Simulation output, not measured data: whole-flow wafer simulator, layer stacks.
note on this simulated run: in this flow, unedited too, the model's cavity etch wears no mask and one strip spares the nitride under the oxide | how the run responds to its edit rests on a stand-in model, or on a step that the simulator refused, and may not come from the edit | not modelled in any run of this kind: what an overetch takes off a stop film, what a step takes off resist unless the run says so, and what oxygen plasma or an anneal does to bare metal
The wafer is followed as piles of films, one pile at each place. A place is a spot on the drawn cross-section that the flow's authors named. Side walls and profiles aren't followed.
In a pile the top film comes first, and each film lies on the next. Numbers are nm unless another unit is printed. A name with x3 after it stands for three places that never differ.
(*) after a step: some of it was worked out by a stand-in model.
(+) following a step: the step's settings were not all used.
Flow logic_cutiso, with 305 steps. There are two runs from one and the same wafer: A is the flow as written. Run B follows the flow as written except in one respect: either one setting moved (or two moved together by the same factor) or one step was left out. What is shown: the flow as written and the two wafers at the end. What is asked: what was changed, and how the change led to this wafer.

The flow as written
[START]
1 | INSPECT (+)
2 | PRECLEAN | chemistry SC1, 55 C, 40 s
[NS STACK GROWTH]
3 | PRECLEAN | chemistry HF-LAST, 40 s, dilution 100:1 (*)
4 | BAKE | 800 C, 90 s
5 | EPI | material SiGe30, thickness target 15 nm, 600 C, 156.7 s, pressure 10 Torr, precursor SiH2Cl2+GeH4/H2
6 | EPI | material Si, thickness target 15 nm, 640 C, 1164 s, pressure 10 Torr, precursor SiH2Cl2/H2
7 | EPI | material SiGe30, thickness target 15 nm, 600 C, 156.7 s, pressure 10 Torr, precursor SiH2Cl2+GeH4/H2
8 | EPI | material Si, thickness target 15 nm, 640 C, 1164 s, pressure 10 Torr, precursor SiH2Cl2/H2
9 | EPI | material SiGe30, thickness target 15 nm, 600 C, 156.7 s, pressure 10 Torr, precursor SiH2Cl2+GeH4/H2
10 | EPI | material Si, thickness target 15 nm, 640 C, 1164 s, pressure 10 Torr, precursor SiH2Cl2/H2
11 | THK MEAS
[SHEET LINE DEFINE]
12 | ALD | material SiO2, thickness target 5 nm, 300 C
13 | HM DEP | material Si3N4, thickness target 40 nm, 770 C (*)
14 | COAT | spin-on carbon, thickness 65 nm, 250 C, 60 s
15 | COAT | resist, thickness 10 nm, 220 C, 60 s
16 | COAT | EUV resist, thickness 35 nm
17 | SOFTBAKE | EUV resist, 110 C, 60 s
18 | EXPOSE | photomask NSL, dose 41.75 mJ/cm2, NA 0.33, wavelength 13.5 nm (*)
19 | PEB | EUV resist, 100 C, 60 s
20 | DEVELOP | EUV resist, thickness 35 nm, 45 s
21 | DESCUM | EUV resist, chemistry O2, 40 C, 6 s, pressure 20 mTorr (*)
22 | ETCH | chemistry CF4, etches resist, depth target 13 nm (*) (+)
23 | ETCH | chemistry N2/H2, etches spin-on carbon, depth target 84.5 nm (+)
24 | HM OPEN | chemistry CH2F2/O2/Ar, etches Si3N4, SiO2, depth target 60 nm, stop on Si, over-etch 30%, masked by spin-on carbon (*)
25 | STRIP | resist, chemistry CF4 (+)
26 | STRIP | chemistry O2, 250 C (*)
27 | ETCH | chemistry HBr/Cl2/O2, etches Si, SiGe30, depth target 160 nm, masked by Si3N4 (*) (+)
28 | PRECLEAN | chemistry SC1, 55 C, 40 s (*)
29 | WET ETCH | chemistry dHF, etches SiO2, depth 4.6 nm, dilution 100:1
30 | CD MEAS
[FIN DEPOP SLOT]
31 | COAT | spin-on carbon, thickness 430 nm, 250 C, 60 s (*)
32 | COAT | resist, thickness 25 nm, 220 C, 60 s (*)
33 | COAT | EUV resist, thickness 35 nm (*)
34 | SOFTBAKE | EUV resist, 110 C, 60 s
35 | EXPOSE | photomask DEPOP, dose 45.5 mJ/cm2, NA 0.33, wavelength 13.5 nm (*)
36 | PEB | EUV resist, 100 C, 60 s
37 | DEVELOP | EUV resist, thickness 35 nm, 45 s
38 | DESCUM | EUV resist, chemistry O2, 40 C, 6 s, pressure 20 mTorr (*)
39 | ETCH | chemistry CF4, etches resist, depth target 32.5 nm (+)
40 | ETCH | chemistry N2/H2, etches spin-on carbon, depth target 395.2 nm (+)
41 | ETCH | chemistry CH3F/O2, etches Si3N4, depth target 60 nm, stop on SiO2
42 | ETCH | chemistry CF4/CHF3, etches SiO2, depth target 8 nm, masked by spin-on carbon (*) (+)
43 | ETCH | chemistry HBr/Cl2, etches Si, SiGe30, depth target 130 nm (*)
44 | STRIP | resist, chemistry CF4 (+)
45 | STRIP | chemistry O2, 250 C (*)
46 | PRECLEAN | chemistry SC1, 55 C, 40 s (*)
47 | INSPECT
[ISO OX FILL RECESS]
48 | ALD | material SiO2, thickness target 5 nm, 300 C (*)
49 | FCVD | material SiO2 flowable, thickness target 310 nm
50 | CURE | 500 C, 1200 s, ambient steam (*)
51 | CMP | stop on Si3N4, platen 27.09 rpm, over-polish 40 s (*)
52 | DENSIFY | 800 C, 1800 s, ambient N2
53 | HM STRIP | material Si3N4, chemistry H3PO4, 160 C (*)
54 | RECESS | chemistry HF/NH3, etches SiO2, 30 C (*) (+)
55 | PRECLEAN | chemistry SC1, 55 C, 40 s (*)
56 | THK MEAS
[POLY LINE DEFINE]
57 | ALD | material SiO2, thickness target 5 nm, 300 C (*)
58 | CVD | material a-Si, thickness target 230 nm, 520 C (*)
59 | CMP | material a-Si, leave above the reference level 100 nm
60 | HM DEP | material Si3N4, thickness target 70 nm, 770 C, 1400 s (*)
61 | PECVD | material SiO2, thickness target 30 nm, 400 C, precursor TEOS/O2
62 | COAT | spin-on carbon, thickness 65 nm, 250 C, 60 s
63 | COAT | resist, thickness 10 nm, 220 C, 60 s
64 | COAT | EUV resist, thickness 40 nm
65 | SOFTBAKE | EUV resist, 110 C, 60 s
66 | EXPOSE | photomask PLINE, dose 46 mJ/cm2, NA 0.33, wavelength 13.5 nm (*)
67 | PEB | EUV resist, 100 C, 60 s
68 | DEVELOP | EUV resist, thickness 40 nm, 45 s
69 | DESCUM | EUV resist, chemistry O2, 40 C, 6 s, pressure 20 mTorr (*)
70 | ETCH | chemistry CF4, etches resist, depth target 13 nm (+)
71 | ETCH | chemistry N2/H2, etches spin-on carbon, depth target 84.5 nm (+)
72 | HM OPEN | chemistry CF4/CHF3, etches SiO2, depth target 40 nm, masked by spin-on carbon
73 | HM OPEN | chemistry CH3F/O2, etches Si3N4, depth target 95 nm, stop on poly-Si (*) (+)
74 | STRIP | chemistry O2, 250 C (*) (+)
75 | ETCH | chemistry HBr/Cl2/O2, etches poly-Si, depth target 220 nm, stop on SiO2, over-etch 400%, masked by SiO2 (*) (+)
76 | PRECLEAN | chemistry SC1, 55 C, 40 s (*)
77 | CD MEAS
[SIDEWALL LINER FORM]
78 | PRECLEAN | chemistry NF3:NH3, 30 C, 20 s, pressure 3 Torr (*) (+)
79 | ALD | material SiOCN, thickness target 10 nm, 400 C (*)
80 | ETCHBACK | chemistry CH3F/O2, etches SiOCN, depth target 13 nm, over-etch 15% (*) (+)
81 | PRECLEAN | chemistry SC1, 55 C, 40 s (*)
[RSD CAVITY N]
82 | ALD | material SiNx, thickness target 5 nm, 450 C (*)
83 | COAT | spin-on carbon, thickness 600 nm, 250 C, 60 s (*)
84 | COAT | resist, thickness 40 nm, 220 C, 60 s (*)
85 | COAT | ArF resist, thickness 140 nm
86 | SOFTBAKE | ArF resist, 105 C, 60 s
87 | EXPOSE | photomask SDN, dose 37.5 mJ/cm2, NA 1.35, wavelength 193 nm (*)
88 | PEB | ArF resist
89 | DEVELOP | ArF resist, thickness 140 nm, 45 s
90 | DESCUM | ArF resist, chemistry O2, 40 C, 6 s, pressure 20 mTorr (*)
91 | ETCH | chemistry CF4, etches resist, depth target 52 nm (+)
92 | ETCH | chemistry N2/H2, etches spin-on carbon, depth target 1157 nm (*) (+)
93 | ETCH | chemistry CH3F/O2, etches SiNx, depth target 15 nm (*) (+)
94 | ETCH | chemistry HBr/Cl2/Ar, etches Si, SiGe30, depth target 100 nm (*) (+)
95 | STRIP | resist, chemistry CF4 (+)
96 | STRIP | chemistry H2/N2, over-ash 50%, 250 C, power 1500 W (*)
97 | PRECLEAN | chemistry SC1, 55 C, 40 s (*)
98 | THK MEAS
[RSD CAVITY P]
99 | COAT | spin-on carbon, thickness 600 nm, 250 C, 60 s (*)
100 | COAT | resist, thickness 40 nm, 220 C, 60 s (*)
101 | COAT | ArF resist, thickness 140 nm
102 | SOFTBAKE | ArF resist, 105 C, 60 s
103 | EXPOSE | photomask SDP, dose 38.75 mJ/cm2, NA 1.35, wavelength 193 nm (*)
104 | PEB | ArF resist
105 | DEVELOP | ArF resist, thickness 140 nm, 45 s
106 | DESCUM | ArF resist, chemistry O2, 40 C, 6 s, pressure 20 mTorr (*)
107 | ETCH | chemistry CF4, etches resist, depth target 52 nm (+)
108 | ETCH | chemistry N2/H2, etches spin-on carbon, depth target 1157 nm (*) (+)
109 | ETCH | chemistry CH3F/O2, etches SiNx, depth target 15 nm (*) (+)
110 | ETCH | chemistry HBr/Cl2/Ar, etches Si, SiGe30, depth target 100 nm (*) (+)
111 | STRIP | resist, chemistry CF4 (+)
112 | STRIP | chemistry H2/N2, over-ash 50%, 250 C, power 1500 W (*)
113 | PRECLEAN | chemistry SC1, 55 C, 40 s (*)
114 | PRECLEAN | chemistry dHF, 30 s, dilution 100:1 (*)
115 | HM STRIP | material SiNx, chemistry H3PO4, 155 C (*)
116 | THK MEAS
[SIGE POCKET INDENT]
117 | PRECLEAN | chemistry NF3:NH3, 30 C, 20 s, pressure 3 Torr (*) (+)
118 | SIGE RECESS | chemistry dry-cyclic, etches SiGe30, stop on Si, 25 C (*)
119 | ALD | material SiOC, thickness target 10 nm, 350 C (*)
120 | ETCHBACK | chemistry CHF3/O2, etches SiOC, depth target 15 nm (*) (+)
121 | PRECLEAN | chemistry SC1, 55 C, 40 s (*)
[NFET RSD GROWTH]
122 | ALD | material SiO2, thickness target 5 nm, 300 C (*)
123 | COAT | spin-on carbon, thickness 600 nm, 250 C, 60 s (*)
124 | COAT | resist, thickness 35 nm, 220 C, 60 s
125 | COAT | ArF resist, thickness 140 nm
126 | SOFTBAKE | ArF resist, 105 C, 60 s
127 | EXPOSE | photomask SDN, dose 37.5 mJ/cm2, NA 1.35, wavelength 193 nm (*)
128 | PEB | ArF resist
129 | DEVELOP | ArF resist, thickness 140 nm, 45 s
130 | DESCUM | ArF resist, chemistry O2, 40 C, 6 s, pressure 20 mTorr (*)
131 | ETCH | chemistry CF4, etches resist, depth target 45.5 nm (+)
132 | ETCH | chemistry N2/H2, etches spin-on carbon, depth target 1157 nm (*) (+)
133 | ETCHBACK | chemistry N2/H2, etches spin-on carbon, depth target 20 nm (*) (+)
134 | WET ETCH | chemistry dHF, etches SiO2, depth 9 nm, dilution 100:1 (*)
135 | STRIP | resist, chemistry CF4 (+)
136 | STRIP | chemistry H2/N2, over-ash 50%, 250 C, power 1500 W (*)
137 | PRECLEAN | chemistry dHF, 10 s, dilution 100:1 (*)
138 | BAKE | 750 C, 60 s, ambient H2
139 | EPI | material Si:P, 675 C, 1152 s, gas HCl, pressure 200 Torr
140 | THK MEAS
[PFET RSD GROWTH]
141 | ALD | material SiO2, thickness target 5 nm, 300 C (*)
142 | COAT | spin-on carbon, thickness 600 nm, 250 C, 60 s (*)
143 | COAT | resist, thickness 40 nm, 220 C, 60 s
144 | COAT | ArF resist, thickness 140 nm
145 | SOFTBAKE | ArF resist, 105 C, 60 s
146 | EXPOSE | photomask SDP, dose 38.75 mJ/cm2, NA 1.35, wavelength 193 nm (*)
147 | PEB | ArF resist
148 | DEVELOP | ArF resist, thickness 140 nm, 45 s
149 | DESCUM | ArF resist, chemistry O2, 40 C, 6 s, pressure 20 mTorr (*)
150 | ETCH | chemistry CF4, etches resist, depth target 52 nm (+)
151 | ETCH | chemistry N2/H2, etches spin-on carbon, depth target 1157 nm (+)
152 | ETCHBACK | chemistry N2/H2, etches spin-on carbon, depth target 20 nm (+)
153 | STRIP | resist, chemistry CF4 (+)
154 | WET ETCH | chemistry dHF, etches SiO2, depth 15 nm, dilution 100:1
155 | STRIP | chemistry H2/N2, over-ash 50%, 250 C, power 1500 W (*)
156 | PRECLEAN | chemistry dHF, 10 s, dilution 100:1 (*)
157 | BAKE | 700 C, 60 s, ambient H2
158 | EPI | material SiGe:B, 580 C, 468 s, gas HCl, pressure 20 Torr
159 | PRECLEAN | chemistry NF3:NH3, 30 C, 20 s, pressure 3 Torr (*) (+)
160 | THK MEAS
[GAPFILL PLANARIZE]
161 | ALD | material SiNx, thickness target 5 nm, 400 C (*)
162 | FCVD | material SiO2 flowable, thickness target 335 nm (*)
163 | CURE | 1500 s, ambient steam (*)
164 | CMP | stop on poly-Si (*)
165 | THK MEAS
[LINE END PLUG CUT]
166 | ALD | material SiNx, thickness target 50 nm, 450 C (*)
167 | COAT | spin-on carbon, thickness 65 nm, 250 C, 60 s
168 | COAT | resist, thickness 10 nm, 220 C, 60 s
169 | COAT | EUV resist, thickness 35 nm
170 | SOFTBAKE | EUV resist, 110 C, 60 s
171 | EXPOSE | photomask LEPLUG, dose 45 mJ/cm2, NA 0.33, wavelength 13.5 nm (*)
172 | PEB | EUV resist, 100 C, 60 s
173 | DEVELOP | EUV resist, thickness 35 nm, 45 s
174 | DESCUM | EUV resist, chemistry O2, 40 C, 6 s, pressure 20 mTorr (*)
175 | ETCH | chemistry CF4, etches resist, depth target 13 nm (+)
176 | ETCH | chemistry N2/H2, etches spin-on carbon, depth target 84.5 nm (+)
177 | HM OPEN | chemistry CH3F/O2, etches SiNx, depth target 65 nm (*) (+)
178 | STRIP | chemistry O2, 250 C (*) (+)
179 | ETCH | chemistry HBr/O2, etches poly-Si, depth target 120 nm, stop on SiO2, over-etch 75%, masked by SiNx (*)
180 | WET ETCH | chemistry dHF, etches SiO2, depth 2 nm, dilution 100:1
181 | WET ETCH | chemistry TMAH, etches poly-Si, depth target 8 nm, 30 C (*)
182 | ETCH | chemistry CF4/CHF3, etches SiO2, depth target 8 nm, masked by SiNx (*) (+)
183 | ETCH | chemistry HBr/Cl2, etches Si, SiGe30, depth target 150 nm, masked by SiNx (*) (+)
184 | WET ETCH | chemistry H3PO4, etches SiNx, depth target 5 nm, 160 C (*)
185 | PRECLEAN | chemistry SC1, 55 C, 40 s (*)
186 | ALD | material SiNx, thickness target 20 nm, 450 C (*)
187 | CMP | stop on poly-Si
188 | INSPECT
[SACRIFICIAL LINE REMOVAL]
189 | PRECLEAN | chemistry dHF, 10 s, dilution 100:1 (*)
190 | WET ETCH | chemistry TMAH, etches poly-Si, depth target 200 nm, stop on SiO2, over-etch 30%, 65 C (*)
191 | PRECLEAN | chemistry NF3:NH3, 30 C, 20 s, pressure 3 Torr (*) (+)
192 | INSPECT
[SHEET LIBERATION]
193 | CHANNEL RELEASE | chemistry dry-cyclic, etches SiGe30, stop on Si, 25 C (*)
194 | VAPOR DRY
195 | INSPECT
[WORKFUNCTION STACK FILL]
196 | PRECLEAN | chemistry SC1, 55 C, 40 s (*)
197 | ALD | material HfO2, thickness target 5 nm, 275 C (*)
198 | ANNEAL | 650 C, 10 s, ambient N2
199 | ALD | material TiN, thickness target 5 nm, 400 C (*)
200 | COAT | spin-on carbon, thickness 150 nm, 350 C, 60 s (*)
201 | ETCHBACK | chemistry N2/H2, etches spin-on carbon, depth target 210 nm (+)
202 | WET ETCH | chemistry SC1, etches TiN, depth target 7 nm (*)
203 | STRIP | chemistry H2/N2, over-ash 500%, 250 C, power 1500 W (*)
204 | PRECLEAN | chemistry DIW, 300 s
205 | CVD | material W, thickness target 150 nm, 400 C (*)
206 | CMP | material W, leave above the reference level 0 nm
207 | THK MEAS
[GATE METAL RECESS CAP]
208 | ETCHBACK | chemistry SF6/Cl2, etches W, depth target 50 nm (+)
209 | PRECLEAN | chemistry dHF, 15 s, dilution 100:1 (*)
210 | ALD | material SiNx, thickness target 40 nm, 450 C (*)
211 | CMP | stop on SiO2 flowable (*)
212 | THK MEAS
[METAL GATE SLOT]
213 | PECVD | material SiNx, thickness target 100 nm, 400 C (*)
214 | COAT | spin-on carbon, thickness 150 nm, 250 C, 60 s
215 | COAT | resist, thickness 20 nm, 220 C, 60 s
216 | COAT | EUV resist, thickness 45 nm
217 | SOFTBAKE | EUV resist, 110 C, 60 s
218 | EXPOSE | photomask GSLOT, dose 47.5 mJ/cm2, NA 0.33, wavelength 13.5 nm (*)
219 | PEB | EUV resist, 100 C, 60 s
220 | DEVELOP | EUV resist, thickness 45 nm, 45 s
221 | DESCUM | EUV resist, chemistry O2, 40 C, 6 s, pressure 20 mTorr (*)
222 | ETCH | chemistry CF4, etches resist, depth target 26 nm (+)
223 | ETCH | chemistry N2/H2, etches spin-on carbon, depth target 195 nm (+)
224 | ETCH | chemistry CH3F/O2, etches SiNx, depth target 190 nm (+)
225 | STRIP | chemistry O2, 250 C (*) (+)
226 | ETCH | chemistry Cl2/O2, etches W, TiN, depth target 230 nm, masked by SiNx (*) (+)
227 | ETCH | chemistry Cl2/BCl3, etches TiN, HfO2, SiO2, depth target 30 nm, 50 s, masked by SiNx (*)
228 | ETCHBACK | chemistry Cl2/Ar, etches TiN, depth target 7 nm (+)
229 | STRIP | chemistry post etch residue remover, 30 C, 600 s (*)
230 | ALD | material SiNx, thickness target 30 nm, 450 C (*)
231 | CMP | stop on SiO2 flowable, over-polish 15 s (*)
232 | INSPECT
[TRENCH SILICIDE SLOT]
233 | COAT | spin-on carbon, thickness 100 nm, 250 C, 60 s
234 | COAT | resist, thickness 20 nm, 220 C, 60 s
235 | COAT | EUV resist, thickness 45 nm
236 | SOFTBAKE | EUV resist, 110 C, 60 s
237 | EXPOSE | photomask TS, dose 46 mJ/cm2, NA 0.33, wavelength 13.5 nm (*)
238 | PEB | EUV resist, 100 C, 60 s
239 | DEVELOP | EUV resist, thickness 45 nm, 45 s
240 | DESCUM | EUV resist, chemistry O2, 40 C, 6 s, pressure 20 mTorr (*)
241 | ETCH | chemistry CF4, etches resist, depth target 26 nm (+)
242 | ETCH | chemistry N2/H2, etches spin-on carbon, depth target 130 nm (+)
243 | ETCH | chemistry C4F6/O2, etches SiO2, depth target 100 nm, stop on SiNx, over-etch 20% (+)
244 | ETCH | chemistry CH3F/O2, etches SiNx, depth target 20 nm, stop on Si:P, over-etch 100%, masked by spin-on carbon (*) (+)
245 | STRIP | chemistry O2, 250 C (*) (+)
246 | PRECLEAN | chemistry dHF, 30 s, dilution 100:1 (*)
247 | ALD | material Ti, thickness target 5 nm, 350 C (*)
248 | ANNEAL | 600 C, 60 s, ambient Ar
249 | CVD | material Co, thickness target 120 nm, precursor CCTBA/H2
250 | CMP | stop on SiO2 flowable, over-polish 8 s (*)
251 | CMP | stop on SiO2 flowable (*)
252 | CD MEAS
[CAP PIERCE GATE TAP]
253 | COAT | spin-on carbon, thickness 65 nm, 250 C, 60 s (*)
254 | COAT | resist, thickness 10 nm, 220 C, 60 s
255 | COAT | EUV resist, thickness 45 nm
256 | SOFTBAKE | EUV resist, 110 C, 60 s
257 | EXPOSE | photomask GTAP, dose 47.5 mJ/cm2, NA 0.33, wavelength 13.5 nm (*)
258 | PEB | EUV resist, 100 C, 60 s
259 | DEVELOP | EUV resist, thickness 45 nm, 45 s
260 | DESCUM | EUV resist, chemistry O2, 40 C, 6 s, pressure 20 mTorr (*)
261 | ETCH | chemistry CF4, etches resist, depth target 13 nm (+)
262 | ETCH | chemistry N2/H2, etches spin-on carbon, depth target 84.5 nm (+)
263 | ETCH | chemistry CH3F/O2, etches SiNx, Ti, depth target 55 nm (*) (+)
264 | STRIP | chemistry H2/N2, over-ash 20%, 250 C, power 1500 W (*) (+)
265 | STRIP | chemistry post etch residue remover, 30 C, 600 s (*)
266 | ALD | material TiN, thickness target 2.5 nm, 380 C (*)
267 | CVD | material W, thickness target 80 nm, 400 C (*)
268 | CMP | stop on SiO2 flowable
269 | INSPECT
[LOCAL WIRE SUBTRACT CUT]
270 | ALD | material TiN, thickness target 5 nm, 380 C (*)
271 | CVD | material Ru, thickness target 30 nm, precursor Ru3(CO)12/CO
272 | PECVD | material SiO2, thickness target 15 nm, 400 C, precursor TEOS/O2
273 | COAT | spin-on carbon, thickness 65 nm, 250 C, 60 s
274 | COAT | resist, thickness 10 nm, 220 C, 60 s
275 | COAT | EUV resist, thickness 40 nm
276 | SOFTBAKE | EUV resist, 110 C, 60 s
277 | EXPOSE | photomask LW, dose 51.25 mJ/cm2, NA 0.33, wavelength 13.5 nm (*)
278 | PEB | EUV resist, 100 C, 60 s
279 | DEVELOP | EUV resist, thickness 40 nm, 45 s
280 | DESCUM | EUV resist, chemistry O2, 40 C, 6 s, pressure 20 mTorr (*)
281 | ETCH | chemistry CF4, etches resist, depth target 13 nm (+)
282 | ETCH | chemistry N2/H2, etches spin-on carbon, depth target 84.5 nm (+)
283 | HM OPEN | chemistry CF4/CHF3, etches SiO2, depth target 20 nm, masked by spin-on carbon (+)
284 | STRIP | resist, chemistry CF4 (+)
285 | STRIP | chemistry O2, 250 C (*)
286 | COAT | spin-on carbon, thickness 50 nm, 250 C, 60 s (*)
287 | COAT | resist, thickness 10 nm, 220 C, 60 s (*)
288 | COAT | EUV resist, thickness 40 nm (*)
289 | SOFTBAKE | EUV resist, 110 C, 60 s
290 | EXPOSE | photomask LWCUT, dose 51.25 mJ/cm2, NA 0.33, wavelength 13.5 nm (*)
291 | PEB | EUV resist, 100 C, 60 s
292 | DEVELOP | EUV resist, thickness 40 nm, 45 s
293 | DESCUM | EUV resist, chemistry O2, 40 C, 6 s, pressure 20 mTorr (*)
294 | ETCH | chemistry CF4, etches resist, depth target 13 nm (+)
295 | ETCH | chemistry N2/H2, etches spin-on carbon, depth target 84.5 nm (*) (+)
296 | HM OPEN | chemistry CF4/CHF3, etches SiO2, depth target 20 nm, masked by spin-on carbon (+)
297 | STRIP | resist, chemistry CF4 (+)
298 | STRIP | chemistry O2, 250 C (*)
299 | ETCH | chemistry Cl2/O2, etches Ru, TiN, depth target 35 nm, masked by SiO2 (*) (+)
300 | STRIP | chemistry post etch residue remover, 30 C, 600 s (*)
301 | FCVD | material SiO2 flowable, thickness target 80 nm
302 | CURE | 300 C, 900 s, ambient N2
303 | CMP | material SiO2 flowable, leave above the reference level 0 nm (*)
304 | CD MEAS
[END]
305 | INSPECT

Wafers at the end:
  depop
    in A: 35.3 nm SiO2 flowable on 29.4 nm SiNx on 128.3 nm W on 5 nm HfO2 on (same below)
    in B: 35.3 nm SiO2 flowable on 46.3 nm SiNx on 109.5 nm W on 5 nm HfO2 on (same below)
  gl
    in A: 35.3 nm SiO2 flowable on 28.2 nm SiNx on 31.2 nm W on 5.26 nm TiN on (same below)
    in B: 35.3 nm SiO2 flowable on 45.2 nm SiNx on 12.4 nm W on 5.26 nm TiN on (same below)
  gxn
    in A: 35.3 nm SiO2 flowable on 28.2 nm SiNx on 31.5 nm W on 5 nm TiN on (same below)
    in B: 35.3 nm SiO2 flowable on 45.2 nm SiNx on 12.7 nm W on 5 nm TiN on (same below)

Cause: step 208, ETCHBACK: depth target 68.8 nm was run, whereas the flow has depth target 50 nm.

Step by step, how the change led to this:
  208 | ETCHBACK | chemistry SF6/Cl2, etches W, depth target 50 nm (+)
      depop, dpovl, gfld and 9 more: A W loses 50 | B W loses 68.8
      iso, rsdn, rsdp, rsdw, rsdx: A SiO2 flowable loses 5 | B SiO2 flowable loses 6.88
      (also at 5 further places)
  210 | ALD | material SiNx, thickness target 40 nm, 450 C (*)
      gfld, gl, glp, gxf, gxn, gxp, tap: A SiNx gains 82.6 (new film) | B SiNx gains 98.7 (new film)
      plug: A SiNx gains 42.5 | B SiNx gains 44.6
  211 | CMP | stop on SiO2 flowable (*)
      depop, dpovl, isow, ns, nsgap: A SiNx loses 0.61 | B nothing
      lnr, lnri, lnrp, lnrt: A SiNx loses 40 (all of it), SiOCN loses 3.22 | B SiNx loses 40 (all of it), SiOCN loses 2.4
  224 | ETCH | chemistry CH3F/O2, etches SiNx, depth target 190 nm (+)
      gfld: A SiNx loses 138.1 (all of it), W loses 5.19 | B SiNx loses 155 (all of it), W loses 3.5
  226 | ETCH | chemistry Cl2/O2, etches W, TiN, depth target 230 nm, masked by SiNx (*) (+)
      depop, dpovl, gl and 18 more: A SiNx loses 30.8 | B SiNx loses 26.5
      gfld: A W loses 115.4 (all of it), TiN loses 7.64 (all of it), HfO2 loses 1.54 | B W loses 98.3 (all of it), TiN loses 7.64 (all of it), HfO2 loses 1.32
  231 | CMP | stop on SiO2 flowable, over-polish 15 s (*)
      gfld, gl, glp, gxf, gxn, gxp, plug, tap: A SiNx loses 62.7 | B SiNx loses 67
      depop, dpovl, isow, ns, nsgap: A SiNx loses 62.7 | B SiNx loses 50.7
      (also at 9 further places)
  243 | ETCH | chemistry C4F6/O2, etches SiO2, depth target 100 nm, stop on SiNx, over-etch 20% (+)
      rsdn, rsdp, rsdw: A SiO2 flowable loses 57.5 (all of it) | B SiO2 flowable loses 55.6 (all of it)
  246 | PRECLEAN | chemistry dHF, 30 s, dilution 100:1 (*)
      depop, dpovl, isow, ns, nsgap: A SiNx loses 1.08 | B SiNx loses 0.52
  251 | CMP | stop on SiO2 flowable (*)
      rsdx: A Ti loses 5 (all of it) | B Ti loses 4.24
      gfld, gl, glp, gxf, gxn, gxp, plug, tap: A SiNx loses 5 | B SiNx loses 4.44
      (also at 8 further places)
  263 | ETCH | chemistry CH3F/O2, etches SiNx, Ti, depth target 55 nm (*) (+)
      glp, lnrp, lnrt, plug, rsdn, rsdp, rsdw: A resist loses 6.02 (all of it), spin-on carbon loses 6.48 | B resist loses 6.02 (all of it), spin-on carbon loses 11.9
      depop, dpovl, gl, isow, ns, nsgap: A resist loses 6.03 (all of it), spin-on carbon loses 6.46 | B resist loses 6.03 (all of it), spin-on carbon loses 11.8
      (also at 9 further places)
  264 | STRIP | chemistry H2/N2, over-ash 20%, 250 C, power 1500 W (*) (+)
      gfld, gl, gxf, gxn, gxp, lnr, lnri, lnrp: A spin-on carbon loses 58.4 (all of it) | B spin-on carbon loses 53.1 (all of it)
      glp, lnrt, plug, rsdn, rsdp, rsdw: A spin-on carbon loses 58.4 (all of it) | B spin-on carbon loses 53 (all of it)
      (also at 7 further places)
  265 | STRIP | chemistry post etch residue remover, 30 C, 600 s (*)
      rsdx: A nothing | B Ti loses 0.76 (all of it)
      iso: A Ti loses 0.66 (all of it) | B Ti loses 1.17 (all of it)
  267 | CVD | material W, thickness target 80 nm, 400 C (*)
      tap: A W gains 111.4 (new film) | B W gains 128.3 (new film)
  268 | CMP | stop on SiO2 flowable
      depop, dpovl, gfld and 9 more: A W loses 80.2 (all of it), TiN loses 2.5 (all of it), SiNx loses 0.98 | B W loses 80.2 (all of it), TiN loses 2.5 (all of it), SiNx loses 1.54
      lnr, lnri, lnrp, lnrt: A W loses 80 (all of it), TiN loses 2.5 (all of it), SiOCN loses 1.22 | B W loses 80 (all of it), TiN loses 2.5 (all of it), SiOCN loses 1.78
      (also at 3 further places)
